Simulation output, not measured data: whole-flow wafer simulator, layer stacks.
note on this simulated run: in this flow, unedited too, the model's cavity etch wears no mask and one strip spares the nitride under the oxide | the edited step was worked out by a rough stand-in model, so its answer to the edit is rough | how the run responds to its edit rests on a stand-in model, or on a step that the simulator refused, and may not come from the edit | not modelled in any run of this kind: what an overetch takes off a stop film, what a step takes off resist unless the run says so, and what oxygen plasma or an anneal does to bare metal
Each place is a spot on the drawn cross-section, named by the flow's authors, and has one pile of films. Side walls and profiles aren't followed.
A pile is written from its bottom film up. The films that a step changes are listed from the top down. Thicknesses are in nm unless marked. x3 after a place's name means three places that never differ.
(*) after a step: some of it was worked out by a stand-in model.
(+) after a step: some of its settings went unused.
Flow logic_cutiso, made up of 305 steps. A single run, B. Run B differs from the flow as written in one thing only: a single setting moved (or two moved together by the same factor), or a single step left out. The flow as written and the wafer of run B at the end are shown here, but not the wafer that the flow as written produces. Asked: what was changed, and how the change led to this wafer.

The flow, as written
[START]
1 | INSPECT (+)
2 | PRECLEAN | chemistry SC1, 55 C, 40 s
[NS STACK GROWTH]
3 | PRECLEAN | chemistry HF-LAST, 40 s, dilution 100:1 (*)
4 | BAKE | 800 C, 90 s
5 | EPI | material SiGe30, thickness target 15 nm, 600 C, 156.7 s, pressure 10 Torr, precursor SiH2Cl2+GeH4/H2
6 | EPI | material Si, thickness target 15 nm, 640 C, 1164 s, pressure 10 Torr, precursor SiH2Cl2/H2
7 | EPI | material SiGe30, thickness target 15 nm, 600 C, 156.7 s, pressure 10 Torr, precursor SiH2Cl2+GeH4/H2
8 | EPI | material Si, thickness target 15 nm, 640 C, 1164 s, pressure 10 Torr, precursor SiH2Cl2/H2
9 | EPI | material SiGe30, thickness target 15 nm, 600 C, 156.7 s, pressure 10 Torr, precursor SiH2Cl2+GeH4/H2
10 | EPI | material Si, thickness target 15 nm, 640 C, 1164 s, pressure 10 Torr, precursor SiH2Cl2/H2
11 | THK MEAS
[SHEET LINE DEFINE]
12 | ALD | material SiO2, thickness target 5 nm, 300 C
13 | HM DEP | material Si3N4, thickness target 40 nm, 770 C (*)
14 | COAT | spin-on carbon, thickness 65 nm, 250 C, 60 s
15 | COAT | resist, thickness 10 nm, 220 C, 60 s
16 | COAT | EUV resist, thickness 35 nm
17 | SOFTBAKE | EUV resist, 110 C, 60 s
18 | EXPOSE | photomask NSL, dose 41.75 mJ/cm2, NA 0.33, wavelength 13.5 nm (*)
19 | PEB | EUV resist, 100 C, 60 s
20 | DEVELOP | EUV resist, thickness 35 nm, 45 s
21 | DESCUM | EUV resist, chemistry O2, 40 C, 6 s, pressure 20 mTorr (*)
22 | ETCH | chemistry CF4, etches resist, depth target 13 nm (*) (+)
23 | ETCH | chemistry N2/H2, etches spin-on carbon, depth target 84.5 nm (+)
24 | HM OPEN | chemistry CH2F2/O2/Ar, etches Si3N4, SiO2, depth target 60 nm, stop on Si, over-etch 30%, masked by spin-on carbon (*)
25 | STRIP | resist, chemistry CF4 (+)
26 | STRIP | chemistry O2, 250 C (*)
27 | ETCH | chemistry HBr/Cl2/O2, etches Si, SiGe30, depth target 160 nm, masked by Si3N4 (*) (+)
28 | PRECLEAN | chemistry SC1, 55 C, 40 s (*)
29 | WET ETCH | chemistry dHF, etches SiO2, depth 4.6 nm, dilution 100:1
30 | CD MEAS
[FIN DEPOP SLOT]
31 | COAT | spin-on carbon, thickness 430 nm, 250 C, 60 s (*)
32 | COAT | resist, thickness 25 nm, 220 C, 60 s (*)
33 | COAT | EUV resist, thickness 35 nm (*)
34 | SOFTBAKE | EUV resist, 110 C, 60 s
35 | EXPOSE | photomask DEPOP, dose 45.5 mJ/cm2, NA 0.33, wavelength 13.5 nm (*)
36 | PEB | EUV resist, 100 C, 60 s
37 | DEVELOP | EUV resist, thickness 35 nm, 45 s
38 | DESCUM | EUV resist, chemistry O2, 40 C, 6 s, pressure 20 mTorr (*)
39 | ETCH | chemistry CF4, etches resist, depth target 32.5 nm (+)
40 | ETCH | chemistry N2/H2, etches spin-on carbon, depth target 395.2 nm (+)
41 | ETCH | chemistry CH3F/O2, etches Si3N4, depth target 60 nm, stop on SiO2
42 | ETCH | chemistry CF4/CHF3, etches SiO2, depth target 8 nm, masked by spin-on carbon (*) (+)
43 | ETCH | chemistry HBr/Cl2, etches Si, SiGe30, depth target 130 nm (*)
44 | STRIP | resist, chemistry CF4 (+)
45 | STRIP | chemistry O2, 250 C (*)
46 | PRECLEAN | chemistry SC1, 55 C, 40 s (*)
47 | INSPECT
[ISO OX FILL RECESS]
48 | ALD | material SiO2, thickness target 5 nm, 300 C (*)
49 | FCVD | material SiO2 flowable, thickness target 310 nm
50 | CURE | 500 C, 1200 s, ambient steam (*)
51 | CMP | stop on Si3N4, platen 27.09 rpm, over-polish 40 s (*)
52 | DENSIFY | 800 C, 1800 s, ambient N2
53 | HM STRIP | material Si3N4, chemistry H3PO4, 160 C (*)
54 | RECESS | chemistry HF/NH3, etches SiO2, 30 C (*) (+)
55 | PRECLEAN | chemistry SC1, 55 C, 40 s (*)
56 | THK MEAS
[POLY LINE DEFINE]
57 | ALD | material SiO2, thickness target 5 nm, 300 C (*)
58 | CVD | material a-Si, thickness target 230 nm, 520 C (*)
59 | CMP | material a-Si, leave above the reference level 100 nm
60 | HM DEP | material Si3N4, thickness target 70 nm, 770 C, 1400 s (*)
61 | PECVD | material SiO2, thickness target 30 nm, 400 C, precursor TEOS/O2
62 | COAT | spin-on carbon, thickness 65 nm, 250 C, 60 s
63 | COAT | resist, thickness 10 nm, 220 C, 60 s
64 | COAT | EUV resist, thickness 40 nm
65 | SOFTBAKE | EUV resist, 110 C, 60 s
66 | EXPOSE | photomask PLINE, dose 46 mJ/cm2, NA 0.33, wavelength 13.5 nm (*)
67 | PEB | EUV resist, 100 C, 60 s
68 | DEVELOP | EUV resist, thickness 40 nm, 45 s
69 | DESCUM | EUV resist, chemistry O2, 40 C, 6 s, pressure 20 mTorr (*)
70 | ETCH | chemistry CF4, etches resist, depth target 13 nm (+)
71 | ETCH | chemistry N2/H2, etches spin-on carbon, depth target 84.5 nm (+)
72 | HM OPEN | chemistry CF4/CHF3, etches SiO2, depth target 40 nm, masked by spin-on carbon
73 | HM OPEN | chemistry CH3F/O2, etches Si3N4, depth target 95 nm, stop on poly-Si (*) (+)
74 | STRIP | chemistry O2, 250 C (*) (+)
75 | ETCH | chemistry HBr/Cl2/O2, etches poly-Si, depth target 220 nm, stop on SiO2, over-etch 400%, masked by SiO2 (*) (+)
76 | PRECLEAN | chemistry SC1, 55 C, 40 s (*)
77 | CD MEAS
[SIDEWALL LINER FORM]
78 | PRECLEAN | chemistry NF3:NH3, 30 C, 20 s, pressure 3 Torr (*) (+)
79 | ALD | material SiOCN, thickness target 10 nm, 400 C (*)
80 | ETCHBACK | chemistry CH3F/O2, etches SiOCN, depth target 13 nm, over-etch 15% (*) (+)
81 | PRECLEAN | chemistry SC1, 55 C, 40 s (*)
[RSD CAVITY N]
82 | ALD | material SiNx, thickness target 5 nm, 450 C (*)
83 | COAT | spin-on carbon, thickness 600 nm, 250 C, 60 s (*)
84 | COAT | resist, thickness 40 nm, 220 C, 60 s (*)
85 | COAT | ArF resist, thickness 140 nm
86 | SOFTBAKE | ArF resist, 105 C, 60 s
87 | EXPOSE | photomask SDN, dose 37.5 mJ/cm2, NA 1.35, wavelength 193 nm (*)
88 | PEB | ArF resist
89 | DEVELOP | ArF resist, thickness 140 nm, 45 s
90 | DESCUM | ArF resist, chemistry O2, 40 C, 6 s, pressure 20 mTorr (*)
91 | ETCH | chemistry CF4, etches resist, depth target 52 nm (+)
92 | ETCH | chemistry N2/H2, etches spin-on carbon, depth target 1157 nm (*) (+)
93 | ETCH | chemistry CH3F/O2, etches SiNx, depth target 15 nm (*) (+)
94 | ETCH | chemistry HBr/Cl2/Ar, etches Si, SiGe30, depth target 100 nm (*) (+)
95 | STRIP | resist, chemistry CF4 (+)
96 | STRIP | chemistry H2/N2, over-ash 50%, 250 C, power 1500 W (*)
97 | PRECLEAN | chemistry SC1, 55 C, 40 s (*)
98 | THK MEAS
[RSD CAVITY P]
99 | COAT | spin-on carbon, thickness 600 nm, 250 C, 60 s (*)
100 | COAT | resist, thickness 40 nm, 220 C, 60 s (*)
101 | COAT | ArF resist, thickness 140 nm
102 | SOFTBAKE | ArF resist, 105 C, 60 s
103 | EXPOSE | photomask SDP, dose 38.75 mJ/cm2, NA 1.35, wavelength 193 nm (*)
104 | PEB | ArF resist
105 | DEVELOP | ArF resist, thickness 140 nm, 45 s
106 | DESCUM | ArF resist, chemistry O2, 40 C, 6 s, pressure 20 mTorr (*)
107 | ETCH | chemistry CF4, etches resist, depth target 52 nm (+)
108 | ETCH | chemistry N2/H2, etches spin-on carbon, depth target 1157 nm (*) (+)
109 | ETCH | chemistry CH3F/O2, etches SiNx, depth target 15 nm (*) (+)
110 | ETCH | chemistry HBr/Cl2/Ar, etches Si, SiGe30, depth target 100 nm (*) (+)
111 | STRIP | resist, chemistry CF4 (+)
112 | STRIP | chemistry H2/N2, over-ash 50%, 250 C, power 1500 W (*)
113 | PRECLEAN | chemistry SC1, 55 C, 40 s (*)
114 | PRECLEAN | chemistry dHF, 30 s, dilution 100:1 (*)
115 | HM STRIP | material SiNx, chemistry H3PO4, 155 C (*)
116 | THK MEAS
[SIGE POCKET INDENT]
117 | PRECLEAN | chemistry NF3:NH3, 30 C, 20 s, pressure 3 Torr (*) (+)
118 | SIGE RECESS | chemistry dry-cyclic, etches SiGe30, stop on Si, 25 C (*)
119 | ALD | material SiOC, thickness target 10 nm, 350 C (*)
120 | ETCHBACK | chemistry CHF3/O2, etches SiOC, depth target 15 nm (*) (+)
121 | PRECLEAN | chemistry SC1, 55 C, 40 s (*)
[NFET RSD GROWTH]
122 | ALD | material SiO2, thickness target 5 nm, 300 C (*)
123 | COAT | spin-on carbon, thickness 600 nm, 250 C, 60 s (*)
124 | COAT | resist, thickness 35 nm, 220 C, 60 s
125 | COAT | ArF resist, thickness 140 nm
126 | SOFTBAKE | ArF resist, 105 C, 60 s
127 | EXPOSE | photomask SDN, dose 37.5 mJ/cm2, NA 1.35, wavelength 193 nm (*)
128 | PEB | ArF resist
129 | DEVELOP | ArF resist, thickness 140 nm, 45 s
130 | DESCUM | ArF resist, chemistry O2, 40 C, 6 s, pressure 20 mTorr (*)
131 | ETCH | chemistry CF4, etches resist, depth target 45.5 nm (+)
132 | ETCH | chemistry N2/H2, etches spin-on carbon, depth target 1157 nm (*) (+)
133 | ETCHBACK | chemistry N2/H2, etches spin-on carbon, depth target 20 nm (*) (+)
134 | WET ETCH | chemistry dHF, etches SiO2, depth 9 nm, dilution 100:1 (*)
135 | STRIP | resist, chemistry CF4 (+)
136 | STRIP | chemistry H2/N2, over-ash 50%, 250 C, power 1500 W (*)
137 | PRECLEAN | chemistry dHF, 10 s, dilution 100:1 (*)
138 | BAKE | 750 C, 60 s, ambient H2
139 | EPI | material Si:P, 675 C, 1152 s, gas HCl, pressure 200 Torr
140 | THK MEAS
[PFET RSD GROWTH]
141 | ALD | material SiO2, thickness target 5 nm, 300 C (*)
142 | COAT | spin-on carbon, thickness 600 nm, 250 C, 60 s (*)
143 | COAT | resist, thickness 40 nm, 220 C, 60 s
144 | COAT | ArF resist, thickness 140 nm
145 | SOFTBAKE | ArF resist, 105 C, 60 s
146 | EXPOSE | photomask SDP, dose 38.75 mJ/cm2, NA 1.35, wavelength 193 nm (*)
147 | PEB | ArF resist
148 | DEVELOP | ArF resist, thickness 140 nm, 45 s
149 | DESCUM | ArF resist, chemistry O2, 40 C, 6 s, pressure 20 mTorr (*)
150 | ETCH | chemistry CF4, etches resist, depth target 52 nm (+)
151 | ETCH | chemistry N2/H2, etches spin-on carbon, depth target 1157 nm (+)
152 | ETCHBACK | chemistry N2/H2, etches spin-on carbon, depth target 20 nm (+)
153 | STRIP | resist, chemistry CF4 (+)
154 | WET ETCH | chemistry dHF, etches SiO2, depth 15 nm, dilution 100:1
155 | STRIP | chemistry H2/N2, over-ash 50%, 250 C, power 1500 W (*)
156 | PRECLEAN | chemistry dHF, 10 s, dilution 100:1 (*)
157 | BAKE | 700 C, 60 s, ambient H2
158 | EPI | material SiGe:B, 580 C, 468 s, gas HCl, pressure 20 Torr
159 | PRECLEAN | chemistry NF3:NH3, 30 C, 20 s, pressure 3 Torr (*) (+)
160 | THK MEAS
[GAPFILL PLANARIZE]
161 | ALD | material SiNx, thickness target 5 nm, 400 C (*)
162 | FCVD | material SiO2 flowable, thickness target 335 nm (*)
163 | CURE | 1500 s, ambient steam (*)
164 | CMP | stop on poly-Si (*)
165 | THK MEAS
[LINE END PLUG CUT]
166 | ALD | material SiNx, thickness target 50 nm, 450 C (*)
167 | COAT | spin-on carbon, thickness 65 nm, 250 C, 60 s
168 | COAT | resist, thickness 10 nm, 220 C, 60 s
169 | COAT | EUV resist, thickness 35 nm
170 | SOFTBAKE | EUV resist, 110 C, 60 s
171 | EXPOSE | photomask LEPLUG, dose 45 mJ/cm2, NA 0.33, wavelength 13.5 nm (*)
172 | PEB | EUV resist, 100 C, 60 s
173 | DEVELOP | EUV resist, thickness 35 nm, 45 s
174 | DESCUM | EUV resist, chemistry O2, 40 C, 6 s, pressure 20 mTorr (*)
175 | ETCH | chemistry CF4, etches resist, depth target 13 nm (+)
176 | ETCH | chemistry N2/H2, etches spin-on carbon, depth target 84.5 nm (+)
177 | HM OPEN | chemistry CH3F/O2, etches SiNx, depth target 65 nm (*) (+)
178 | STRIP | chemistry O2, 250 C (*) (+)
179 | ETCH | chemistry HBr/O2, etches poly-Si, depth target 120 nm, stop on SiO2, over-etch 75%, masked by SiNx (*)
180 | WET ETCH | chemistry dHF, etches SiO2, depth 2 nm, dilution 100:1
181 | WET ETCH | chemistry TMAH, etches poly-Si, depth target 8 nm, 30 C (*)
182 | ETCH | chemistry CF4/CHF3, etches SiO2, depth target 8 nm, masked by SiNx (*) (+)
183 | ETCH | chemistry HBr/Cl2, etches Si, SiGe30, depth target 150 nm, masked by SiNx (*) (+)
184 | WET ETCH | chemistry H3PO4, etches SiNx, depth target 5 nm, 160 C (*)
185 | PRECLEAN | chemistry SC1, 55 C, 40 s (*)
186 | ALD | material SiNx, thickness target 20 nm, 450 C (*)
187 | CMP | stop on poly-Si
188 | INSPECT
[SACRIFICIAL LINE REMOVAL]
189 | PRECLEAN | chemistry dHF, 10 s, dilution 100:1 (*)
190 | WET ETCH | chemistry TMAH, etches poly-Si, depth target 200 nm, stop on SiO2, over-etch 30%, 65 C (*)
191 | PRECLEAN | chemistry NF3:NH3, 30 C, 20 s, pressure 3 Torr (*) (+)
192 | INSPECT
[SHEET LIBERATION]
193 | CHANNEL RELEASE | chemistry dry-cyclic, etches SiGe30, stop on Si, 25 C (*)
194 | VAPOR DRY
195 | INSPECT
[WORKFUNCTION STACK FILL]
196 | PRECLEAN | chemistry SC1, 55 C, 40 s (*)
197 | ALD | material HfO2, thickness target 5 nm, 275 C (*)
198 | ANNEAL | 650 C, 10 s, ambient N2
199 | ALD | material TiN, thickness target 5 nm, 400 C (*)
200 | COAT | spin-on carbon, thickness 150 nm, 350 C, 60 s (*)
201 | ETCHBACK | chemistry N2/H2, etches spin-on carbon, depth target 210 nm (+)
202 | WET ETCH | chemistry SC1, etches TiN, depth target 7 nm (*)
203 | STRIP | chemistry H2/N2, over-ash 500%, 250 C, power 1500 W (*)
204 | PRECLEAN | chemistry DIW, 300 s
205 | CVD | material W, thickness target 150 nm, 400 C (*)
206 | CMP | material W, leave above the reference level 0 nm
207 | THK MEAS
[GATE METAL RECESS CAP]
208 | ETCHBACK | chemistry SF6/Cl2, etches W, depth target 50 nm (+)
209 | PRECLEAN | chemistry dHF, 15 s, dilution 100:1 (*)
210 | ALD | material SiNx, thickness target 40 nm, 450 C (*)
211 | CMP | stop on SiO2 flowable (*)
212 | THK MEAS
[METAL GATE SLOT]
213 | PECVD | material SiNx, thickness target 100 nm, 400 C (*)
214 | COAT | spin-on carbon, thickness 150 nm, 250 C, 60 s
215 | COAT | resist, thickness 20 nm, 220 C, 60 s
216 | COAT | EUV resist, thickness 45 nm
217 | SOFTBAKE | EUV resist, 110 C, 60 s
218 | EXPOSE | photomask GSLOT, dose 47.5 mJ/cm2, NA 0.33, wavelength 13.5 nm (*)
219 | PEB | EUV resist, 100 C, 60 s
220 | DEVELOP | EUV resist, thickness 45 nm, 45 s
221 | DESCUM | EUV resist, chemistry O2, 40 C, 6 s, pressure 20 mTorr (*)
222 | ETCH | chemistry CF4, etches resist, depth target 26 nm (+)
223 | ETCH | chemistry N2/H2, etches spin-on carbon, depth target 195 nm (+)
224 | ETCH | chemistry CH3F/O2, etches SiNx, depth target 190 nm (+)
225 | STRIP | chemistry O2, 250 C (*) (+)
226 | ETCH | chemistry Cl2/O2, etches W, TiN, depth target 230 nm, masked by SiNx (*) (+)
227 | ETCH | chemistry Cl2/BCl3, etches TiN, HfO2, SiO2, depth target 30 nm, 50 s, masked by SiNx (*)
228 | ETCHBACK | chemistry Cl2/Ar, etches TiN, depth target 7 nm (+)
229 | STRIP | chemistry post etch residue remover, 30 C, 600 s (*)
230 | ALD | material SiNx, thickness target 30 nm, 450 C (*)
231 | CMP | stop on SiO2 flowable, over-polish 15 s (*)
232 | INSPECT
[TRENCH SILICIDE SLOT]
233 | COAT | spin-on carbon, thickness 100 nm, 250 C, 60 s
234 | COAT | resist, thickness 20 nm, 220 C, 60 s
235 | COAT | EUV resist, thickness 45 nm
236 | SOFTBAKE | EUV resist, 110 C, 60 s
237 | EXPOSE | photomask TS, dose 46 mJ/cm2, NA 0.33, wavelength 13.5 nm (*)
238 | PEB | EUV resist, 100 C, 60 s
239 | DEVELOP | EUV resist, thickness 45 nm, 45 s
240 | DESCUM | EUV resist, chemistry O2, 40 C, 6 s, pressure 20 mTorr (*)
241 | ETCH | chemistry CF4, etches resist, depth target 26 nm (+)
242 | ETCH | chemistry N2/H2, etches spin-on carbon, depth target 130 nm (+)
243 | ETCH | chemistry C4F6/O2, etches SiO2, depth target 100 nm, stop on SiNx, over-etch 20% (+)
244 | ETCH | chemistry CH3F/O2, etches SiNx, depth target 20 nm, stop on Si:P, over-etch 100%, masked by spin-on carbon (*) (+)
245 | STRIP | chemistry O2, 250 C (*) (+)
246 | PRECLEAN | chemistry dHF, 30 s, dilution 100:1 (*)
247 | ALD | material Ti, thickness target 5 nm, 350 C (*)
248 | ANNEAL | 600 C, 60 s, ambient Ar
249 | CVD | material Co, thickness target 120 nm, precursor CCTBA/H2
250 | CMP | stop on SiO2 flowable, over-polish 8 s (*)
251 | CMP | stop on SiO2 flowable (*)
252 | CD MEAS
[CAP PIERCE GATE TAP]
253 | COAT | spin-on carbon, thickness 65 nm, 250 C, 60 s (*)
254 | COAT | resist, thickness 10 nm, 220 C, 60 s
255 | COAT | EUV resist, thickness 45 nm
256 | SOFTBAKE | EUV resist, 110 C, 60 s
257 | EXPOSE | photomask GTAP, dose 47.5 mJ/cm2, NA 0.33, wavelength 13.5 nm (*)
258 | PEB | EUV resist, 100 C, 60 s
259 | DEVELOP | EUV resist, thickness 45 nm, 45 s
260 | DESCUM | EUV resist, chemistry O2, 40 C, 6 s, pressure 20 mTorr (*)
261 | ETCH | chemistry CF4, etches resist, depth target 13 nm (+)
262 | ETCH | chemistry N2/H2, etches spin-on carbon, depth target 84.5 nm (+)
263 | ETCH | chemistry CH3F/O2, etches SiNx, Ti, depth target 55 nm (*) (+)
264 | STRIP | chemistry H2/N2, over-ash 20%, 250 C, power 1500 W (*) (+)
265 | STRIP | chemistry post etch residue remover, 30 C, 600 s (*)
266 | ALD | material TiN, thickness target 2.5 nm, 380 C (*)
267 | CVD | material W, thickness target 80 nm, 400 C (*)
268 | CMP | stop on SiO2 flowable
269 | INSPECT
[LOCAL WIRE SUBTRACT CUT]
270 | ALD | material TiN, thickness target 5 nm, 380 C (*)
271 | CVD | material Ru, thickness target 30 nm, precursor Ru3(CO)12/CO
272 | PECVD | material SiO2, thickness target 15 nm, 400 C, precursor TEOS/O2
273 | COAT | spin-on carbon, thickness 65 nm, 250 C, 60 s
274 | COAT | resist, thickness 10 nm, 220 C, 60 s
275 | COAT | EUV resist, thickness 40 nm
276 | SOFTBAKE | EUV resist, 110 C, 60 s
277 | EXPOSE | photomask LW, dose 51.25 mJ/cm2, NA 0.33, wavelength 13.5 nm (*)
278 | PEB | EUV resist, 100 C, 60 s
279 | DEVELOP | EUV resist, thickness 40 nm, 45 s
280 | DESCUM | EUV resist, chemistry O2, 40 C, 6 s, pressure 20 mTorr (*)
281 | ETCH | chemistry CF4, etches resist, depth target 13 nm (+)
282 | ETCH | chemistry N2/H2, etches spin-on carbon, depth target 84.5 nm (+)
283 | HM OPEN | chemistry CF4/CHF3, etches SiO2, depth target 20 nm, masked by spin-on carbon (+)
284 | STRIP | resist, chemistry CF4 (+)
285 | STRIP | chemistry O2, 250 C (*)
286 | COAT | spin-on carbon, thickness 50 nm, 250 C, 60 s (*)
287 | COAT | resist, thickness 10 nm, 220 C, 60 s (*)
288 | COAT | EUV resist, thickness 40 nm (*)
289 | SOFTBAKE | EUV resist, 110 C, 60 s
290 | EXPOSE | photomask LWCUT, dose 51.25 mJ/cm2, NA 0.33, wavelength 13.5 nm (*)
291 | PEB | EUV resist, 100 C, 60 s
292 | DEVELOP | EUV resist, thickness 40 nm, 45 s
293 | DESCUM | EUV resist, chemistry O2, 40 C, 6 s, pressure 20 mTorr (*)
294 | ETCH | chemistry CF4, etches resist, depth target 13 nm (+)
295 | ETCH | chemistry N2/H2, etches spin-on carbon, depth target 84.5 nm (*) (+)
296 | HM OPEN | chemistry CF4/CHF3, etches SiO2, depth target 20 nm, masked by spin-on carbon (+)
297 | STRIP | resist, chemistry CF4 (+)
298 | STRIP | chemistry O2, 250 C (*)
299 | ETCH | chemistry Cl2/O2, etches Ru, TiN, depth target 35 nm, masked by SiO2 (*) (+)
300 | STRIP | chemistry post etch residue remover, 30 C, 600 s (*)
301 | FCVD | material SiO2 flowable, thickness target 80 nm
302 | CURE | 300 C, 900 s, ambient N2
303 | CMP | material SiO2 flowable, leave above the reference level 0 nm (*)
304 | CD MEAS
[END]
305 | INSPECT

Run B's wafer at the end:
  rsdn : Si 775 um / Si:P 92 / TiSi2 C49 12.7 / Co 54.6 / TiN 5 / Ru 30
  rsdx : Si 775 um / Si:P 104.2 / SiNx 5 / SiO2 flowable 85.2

What caused this: step 94, ETCH: depth target 80 nm was run, while the flow as written has depth target 100 nm.

How this came from the change, step by step:
  94 | ETCH | chemistry HBr/Cl2/Ar, etches Si, SiGe30, depth target 100 nm (*) (+)
      rsdn, rsdx: chemical SiO2 loses 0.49 (all of it), Si loses 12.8 (all of it), SiGe30 loses 15 (all of it), Si loses 15 (all of it), SiGe30 loses 15 (all of it), Si loses 15 (all of it), SiGe30 loses 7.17 (as written it would have been: chemical SiO2 loses 0.49 (all of it), Si loses 12.8 (all of it), SiGe30 loses 15 (all of it), Si loses 15 (all of it), SiGe30 loses 15 (all of it), Si loses 15 (all of it), SiGe30 loses 15 (all of it), Si loses 12.2)
  99 | COAT | spin-on carbon, thickness 600 nm, 250 C, 60 s (*)
      rsdn, rsdx: spin-on carbon gains 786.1 (new film) (as written it would have been: spin-on carbon gains 802.8 (new film))
  112 | STRIP | chemistry H2/N2, over-ash 50%, 250 C, power 1500 W (*)
      rsdn, rsdx: spin-on carbon loses 786.1 (all of it) (as written it would have been: spin-on carbon loses 802.8 (all of it))
  115 | HM STRIP | material SiNx, chemistry H3PO4, 155 C (*)
      rsdn, rsdx: chemical SiO2 gains 0.5 (new film), SiGe30 loses 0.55 (as written it would have been: chemical SiO2 gains 0.5 (new film), Si loses 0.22)
  118 | SIGE RECESS | chemistry dry-cyclic, etches SiGe30, stop on Si, 25 C (*)
      rsdn, rsdx: SiGe30 loses 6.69 (all of it) (as written it would have been: nothing)
  135 | STRIP | resist, chemistry CF4 (+)
      gl: Si3N4 loses 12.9 (as written it would have been: Si3N4 loses 12.3)
      tap: Si3N4 loses 12.9 (as written it would have been: Si3N4 loses 12.2)
  139 | EPI | material Si:P, 675 C, 1152 s, gas HCl, pressure 200 Torr
      rsdn, rsdx: Si:P gains 104.2 (new film) (as written it would have been: Si:P gains 116.9 (new film))
